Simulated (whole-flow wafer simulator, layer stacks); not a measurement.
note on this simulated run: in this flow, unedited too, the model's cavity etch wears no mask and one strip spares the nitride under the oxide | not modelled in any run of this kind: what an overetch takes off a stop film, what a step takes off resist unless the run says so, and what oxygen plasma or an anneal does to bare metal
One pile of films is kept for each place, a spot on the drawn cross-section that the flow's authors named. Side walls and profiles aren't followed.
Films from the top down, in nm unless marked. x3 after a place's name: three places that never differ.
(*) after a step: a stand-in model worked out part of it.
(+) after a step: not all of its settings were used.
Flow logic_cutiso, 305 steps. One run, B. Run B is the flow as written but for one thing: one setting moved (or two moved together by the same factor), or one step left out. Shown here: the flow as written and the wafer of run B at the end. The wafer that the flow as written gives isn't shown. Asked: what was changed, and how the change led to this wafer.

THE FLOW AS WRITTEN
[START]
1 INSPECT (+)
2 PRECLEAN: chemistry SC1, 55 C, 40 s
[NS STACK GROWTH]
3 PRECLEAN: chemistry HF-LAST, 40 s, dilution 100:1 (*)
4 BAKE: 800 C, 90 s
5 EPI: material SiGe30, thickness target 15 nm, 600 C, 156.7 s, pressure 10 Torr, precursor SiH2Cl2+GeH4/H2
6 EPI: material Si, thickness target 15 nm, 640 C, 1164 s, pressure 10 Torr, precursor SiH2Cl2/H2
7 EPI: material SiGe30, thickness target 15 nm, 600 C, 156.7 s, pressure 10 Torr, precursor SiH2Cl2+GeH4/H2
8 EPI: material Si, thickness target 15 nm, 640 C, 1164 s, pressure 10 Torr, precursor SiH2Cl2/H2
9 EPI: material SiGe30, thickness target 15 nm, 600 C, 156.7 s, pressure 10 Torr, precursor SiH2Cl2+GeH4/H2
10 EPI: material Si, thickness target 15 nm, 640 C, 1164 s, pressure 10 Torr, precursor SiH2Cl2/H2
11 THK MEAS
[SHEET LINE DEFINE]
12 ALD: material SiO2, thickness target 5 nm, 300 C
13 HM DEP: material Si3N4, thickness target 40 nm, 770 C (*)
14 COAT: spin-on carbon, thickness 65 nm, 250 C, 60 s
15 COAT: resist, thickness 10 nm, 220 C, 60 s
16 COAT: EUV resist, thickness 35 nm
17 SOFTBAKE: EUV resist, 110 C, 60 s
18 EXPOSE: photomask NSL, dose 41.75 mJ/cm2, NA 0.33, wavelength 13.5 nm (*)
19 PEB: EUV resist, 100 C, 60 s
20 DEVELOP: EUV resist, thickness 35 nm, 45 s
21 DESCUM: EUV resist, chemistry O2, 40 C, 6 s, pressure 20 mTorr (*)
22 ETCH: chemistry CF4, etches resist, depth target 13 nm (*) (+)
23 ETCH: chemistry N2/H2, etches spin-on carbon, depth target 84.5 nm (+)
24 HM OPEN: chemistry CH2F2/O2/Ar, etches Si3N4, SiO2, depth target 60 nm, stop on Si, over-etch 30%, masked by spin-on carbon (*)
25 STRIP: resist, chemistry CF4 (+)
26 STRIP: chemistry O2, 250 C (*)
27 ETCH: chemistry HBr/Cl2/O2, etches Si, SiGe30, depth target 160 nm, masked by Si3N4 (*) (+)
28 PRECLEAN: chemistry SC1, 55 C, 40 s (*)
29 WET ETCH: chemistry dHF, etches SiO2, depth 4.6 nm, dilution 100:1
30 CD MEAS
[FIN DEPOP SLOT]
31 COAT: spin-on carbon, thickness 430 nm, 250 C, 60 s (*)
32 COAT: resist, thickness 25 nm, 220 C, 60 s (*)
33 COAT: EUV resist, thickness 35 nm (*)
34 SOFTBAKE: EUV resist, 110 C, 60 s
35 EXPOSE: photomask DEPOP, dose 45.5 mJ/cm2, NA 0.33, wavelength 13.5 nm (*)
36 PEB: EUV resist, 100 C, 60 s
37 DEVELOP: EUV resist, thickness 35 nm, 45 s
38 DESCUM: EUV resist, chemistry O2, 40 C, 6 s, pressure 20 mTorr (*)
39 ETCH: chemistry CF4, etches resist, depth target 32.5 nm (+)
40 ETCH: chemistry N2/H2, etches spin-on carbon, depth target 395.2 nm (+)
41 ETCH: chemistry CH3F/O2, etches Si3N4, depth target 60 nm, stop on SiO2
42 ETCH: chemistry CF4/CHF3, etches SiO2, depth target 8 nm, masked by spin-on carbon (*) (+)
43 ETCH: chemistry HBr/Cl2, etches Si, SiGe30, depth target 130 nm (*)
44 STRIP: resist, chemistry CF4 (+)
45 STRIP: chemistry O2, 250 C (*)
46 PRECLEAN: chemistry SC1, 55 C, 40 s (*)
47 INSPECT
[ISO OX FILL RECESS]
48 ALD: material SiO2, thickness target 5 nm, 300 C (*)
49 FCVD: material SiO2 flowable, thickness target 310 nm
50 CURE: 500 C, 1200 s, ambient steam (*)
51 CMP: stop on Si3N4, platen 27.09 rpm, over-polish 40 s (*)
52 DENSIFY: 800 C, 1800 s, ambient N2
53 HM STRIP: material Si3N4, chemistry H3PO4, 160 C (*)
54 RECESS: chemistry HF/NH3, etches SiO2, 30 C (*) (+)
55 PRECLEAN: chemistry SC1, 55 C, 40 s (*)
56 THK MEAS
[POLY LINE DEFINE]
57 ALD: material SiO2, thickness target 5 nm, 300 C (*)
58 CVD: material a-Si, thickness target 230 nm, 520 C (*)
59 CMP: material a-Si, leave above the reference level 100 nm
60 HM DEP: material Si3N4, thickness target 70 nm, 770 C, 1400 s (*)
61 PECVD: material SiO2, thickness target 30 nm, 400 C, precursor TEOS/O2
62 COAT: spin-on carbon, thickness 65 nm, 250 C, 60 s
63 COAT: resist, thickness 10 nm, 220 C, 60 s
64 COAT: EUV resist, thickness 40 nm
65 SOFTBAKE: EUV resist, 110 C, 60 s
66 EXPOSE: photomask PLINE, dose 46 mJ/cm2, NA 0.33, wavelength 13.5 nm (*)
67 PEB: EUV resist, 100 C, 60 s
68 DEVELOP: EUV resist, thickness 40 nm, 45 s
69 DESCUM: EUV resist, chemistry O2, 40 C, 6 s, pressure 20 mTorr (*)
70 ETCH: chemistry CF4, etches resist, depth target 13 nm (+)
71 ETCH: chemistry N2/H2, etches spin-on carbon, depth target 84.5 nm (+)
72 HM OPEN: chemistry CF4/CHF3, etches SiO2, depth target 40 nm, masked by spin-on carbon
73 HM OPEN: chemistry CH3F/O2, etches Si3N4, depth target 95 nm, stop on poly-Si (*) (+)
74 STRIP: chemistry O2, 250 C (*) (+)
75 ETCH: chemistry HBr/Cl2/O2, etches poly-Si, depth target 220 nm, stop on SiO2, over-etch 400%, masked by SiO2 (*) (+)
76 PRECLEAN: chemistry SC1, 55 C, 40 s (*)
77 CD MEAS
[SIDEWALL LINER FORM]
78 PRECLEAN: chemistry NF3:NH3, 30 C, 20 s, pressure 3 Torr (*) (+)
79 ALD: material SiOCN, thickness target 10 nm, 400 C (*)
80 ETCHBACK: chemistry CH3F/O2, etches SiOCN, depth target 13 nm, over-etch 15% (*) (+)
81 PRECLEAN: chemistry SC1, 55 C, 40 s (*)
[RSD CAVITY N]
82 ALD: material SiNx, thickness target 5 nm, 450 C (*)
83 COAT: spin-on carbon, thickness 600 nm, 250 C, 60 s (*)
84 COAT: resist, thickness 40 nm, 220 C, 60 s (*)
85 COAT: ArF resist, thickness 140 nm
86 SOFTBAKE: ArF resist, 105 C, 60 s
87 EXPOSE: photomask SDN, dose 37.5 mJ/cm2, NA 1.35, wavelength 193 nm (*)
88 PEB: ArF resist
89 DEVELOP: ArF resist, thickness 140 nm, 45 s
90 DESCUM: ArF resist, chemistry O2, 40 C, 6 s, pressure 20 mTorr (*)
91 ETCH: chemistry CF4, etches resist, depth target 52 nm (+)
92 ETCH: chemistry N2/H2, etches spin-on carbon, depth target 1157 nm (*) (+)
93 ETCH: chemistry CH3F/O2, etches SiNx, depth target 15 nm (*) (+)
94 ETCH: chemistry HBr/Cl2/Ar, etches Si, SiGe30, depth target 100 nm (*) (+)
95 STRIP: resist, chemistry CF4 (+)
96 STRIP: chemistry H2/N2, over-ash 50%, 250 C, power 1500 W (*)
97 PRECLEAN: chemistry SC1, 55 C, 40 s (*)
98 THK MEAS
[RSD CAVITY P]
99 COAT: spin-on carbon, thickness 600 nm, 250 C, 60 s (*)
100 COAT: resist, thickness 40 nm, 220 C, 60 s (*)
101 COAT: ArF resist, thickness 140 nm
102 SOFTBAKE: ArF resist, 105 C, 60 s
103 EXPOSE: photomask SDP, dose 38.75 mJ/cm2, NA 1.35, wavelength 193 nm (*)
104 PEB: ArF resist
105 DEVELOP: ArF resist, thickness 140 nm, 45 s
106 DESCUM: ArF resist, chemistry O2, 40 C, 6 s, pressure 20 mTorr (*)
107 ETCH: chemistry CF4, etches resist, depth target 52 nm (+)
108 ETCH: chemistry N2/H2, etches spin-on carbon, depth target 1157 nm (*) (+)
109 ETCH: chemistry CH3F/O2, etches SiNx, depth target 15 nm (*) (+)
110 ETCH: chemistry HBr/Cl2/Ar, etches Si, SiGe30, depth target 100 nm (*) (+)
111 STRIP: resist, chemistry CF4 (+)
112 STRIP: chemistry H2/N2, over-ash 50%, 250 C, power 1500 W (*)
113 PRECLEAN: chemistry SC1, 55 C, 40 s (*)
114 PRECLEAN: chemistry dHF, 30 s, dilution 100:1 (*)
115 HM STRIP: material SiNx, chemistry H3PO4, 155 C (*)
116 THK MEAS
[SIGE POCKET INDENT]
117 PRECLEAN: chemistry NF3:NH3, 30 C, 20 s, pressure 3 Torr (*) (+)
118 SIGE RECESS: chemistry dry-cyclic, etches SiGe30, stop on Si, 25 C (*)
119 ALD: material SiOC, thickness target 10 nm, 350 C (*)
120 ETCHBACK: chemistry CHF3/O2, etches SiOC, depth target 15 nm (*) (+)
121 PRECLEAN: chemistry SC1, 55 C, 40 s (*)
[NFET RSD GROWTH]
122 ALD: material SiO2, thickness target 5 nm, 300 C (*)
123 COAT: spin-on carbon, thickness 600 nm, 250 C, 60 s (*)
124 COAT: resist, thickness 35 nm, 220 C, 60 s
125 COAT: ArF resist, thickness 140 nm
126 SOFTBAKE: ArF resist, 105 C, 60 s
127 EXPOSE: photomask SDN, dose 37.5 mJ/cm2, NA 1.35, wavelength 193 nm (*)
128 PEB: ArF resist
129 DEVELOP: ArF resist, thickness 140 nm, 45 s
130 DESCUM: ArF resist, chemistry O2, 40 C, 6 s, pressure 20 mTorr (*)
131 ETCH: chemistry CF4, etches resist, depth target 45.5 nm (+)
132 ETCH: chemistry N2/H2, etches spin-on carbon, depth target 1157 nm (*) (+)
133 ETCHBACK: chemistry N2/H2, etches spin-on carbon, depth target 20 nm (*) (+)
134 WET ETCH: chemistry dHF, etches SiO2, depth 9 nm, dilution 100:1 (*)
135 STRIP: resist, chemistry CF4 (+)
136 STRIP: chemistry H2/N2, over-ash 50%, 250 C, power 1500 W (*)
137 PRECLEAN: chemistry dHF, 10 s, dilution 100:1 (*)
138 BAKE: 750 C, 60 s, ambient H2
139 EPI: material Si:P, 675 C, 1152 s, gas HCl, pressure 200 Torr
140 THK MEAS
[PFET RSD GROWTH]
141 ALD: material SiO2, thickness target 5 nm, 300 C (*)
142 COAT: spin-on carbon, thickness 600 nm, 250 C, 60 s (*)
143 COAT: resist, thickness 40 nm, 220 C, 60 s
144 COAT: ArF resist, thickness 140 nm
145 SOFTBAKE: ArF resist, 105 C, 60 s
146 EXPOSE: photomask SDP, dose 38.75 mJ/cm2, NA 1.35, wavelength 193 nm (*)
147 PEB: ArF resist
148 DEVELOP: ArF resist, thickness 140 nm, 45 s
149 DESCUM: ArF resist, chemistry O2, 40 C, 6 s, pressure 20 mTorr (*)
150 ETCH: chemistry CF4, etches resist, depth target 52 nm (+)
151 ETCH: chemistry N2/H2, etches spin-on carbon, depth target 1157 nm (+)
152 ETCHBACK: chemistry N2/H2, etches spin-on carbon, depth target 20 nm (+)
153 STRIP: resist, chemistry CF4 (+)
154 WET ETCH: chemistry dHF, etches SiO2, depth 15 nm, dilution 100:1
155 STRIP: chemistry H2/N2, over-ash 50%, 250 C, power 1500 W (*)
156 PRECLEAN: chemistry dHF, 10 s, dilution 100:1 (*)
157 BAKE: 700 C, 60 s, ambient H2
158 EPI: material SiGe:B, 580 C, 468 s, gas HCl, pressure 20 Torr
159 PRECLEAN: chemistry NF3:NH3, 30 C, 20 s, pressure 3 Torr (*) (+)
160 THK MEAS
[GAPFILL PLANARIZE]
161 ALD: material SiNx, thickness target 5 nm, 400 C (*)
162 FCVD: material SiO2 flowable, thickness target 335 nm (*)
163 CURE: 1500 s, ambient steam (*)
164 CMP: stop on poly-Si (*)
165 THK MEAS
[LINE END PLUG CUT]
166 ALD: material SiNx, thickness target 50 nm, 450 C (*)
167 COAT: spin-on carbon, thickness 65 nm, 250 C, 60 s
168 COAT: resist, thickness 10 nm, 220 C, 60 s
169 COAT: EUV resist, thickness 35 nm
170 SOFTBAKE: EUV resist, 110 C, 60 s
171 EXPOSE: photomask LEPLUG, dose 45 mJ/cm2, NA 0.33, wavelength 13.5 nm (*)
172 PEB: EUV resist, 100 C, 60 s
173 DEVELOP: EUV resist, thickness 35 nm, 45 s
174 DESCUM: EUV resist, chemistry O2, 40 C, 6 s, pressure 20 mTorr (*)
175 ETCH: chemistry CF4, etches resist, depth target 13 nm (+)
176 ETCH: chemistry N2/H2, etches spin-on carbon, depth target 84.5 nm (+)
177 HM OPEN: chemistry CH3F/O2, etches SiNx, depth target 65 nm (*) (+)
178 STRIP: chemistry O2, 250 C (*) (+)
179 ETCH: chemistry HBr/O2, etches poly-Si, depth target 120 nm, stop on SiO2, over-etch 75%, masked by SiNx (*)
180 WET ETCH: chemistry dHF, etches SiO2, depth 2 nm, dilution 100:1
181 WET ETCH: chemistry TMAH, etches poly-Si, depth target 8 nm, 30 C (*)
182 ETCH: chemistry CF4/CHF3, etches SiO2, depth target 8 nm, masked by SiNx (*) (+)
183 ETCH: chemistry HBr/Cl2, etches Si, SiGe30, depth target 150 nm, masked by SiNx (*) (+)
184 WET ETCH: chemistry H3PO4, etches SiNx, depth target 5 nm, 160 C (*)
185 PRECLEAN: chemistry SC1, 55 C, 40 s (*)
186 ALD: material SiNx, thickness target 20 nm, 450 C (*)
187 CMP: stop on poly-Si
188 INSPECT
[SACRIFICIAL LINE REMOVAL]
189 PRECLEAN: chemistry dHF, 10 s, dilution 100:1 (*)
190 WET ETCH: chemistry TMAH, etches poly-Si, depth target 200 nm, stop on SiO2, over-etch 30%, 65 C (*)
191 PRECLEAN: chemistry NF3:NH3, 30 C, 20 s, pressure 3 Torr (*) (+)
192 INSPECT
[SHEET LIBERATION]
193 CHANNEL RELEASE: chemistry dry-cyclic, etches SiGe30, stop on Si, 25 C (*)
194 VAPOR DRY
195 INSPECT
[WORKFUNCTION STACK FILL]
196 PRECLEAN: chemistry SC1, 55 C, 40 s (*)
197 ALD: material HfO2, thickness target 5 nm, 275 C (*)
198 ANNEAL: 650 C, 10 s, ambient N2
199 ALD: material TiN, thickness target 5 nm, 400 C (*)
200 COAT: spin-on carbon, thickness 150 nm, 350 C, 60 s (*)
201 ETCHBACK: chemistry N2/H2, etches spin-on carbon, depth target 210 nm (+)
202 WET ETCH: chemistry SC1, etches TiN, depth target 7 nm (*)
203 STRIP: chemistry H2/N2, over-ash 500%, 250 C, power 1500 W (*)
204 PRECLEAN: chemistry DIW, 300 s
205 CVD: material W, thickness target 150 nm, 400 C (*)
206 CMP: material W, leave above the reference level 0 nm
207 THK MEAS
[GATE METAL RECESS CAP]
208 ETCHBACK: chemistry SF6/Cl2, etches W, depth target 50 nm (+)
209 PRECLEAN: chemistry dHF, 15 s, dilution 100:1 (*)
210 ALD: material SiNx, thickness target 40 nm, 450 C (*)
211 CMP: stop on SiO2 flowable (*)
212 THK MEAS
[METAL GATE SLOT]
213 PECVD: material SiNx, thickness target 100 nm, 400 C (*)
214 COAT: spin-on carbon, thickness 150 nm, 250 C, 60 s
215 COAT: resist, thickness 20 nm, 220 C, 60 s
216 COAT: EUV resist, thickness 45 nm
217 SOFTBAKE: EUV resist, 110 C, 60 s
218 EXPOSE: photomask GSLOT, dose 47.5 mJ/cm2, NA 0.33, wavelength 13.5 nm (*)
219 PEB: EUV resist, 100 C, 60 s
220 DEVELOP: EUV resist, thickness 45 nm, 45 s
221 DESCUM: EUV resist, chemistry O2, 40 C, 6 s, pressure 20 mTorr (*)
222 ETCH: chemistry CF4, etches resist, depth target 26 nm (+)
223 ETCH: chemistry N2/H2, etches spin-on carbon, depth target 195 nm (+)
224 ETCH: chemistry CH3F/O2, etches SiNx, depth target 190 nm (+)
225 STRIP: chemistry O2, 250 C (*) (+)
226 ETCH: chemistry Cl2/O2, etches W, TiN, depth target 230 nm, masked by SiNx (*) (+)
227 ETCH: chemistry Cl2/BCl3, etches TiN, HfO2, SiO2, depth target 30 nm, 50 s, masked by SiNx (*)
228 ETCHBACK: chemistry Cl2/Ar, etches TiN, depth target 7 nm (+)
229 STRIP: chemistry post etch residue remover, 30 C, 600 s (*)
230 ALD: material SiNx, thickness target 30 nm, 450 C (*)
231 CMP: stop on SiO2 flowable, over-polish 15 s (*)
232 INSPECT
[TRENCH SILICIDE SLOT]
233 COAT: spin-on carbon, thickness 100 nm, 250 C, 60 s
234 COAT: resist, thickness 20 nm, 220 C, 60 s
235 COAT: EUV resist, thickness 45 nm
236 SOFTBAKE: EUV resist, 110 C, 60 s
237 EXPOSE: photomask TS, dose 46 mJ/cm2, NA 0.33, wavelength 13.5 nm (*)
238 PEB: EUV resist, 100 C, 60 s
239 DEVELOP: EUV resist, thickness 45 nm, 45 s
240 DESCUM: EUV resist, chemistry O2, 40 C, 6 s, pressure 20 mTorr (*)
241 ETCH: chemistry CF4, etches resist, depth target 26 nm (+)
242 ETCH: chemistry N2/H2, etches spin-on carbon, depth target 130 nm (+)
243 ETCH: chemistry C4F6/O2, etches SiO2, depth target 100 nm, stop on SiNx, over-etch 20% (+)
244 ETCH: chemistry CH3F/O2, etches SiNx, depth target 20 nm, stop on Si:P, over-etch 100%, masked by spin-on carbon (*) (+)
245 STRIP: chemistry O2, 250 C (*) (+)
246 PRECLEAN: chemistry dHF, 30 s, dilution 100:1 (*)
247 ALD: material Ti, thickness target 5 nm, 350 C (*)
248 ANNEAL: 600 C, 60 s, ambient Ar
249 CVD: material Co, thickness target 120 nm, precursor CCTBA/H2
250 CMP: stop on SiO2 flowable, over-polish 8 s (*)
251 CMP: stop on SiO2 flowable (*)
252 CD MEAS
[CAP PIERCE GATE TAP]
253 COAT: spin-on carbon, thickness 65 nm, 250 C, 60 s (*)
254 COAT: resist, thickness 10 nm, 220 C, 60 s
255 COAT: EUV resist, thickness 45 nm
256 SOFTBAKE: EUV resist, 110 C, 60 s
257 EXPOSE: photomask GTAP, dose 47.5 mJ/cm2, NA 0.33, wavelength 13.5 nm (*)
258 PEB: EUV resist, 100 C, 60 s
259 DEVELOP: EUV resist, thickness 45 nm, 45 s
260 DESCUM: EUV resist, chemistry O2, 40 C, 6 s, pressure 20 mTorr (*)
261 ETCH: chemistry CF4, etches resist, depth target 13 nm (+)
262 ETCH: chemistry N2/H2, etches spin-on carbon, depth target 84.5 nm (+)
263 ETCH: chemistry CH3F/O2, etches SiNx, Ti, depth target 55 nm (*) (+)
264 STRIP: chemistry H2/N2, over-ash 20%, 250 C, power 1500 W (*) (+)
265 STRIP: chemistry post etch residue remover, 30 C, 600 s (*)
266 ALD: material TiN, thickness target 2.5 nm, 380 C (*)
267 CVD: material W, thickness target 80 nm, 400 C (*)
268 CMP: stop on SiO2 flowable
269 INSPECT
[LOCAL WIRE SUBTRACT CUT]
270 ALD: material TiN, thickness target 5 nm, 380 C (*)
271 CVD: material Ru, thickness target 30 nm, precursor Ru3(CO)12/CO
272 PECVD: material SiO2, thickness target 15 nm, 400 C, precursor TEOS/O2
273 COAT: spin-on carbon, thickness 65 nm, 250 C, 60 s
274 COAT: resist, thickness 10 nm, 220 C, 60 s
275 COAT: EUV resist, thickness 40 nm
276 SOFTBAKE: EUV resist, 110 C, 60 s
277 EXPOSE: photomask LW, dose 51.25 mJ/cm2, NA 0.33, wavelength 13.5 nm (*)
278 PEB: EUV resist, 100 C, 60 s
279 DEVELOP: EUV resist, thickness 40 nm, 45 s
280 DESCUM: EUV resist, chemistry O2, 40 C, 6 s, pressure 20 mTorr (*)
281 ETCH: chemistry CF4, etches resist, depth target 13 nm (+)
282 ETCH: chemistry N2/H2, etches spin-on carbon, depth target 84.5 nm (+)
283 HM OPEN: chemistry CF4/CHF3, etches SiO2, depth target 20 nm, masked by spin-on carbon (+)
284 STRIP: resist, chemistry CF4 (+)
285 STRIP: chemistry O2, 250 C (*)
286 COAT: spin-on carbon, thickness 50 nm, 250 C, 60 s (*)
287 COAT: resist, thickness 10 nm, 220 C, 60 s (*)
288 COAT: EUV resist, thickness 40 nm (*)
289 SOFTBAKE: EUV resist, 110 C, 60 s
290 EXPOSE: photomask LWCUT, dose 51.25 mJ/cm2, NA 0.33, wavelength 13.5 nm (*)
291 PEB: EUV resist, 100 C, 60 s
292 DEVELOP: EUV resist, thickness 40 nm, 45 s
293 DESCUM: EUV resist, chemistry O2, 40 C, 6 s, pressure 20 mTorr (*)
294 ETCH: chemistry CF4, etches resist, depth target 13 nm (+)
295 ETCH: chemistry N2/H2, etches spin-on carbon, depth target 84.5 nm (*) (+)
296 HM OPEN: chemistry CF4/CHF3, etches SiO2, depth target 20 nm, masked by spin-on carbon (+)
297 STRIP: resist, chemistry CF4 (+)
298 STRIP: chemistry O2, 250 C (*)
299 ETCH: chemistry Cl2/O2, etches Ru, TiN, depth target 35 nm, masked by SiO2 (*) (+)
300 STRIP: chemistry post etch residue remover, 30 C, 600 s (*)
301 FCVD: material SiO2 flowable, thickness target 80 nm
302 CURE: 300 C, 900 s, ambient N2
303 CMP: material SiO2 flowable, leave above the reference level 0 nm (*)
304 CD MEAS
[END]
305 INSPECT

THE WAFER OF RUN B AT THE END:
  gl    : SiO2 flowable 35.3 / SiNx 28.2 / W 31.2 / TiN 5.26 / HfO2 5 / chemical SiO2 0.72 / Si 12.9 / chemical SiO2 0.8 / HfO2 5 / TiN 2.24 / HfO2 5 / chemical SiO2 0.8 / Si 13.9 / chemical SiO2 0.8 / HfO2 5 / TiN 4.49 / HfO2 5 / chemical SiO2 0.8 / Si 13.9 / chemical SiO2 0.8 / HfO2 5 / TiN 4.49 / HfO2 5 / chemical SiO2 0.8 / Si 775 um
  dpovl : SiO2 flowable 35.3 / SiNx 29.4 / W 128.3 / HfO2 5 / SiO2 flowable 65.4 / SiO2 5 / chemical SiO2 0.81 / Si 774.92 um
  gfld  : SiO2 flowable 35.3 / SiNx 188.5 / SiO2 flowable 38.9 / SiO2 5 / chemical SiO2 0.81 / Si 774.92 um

The cause: step 9, EPI: 133.2 s was run, where the flow has 156.7 s.

How the change led to this, step by step:
  9 EPI: material SiGe30, thickness target 15 nm, 600 C, 156.7 s, pressure 10 Torr, precursor SiH2Cl2+GeH4/H2
      depop, dpovl, gfld and 19 more: SiGe30 +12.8 (new film) (as written it would be: SiGe30 +15 (new film))
  27 ETCH: chemistry HBr/Cl2/O2, etches Si, SiGe30, depth target 160 nm, masked by Si3N4 (*) (+)
      gfld, gxf, iso, lnri: chemical SiO2 -0.79 (all of it), Si -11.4 (all of it), SiGe30 -12.8 (all of it), Si -15 (all of it), SiGe30 -15 (all of it), Si -15 (all of it), SiGe30 -15 (all of it), Si -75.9 (as written it would be: chemical SiO2 -0.79 (all of it), Si -11.4 (all of it), SiGe30 -15 (all of it), Si -15 (all of it), SiGe30 -15 (all of it), Si -15 (all of it), SiGe30 -15 (all of it), Si -73.6)
      dpovl, nsgap: chemical SiO2 -0.79 (all of it), Si -11.8 (all of it), SiGe30 -12.8 (all of it), Si -15 (all of it), SiGe30 -15 (all of it), Si -15 (all of it), SiGe30 -15 (all of it), Si -75.5 (as written it would be: chemical SiO2 -0.79 (all of it), Si -11.8 (all of it), SiGe30 -15 (all of it), Si -15 (all of it), SiGe30 -15 (all of it), Si -15 (all of it), SiGe30 -15 (all of it), Si -73.2)
      (and at 1 more place)
  43 ETCH: chemistry HBr/Cl2, etches Si, SiGe30, depth target 130 nm (*)
      depop: Si -14 (all of it), SiGe30 -12.8 (all of it), Si -15 (all of it), SiGe30 -15 (all of it), Si -15 (all of it), SiGe30 -15 (all of it), Si -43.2 (as written it would be: Si -14 (all of it), SiGe30 -15 (all of it), Si -15 (all of it), SiGe30 -15 (all of it), Si -15 (all of it), SiGe30 -15 (all of it), Si -41)
  94 ETCH: chemistry HBr/Cl2/Ar, etches Si, SiGe30, depth target 100 nm (*) (+)
      rsdn, rsdx: chemical SiO2 -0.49 (all of it), Si -12.8 (all of it), SiGe30 -12.8 (all of it), Si -15 (all of it), SiGe30 -15 (all of it), Si -15 (all of it), SiGe30 -15 (all of it), Si -14.4 (as written it would be: chemical SiO2 -0.49 (all of it), Si -12.8 (all of it), SiGe30 -15 (all of it), Si -15 (all of it), SiGe30 -15 (all of it), Si -15 (all of it), SiGe30 -15 (all of it), Si -12.2)
  110 ETCH: chemistry HBr/Cl2/Ar, etches Si, SiGe30, depth target 100 nm (*) (+)
      rsdp, rsdw: chemical SiO2 -0.49 (all of it), Si -12.8 (all of it), SiGe30 -12.8 (all of it), Si -15 (all of it), SiGe30 -15 (all of it), Si -15 (all of it), SiGe30 -15 (all of it), Si -14.4 (as written it would be: chemical SiO2 -0.49 (all of it), Si -12.8 (all of it), SiGe30 -15 (all of it), Si -15 (all of it), SiGe30 -15 (all of it), Si -15 (all of it), SiGe30 -15 (all of it), Si -12.2)
  118 SIGE RECESS: chemistry dry-cyclic, etches SiGe30, stop on Si, 25 C (*)
      lnr, lnrp, lnrt: SiOCN -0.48, Si -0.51, cavity +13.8 (new film), SiGe30 -12.8 (all of it), Si -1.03, cavity +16 (new film), SiGe30 -15 (all of it), Si -1.03, cavity +16 (new film), SiGe30 -15 (all of it), Si -0.51 (as written it would be: SiOCN -0.48, Si -0.51, cavity +16 (new film), SiGe30 -15 (all of it), Si -1.03, cavity +16 (new film), SiGe30 -15 (all of it), Si -1.03, cavity +16 (new film), SiGe30 -15 (all of it), Si -0.51)
  119 ALD: material SiOC, thickness target 10 nm, 350 C (*)
      lnr, lnrp, lnrt: SiOC +10 (new film), SiOC +13.8 (new film), cavity -13.8 (all of it), SiOC +16 (new film), cavity -16 (all of it), SiOC +16 (new film), cavity -16 (all of it) (as written it would be: SiOC +10 (new film), SiOC +16 (new film), cavity -16 (all of it), SiOC +16 (new film), cavity -16 (all of it), SiOC +16 (new film), cavity -16 (all of it))
  183 ETCH: chemistry HBr/Cl2, etches Si, SiGe30, depth target 150 nm, masked by SiNx (*) (+)
      plug: Si -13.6 (all of it), SiGe30 -12.8 (all of it), Si -15 (all of it), SiGe30 -15 (all of it), Si -15 (all of it), SiGe30 -15 (all of it), Si -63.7 (as written it would be: Si -13.6 (all of it), SiGe30 -15 (all of it), Si -15 (all of it), SiGe30 -15 (all of it), Si -15 (all of it), SiGe30 -15 (all of it), Si -61.4)
  193 CHANNEL RELEASE: chemistry dry-cyclic, etches SiGe30, stop on Si, 25 C (*)
      gl, glp, gxn, gxp, ns, tap: chemical SiO2 +0.8 (new film), Si -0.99, chemical SiO2 +0.8 (new film), cavity +12.2 (new film), chemical SiO2 +0.8 (new film), SiGe30 -12.8 (all of it), Si -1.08, chemical SiO2 +0.8 (new film), cavity +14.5 (new film), chemical SiO2 +0.8 (new film), SiGe30 -15 (all of it), Si -1.08, chemical SiO2 +0.8 (new film), cavity +14.5 (new film), chemical SiO2 +0.8 (new film), SiGe30 -15 (all of it), Si -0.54 (as written it would be: chemical SiO2 +0.8 (new film), Si -0.99, chemical SiO2 +0.8 (new film), cavity +14.5 (new film), chemical SiO2 +0.8 (new film), SiGe30 -15 (all of it), Si -1.08, chemical SiO2 +0.8 (new film), cavity +14.5 (new film), chemical SiO2 +0.8 (new film), SiGe30 -15 (all of it), Si -1.08, chemical SiO2 +0.8 (new film), cavity +14.5 (new film), chemical SiO2 +0.8 (new film), SiGe30 -15 (all of it), Si -0.54)
  199 ALD: material TiN, thickness target 5 nm, 400 C (*)
      gl, glp, tap: TiN +5.26 (new film), TiN +2.24 (new film), cavity -2.24 (all of it), TiN +4.49 (new film), cavity -4.49 (all of it), TiN +4.49 (new film), cavity -4.49 (all of it) (as written it would be: TiN +5.26 (new film), TiN +4.49 (new film), cavity -4.49 (all of it), TiN +4.49 (new film), cavity -4.49 (all of it), TiN +4.49 (new film), cavity -4.49 (all of it))
      gxn, gxp, ns: TiN +5 (new film), TiN +2.24 (new film), cavity -2.24 (all of it), TiN +4.49 (new film), cavity -4.49 (all of it), TiN +4.49 (new film), cavity -4.49 (all of it) (as written it would be: TiN +5 (new film), TiN +4.49 (new film), cavity -4.49 (all of it), TiN +4.49 (new film), cavity -4.49 (all of it), TiN +4.49 (new film), cavity -4.49 (all of it))
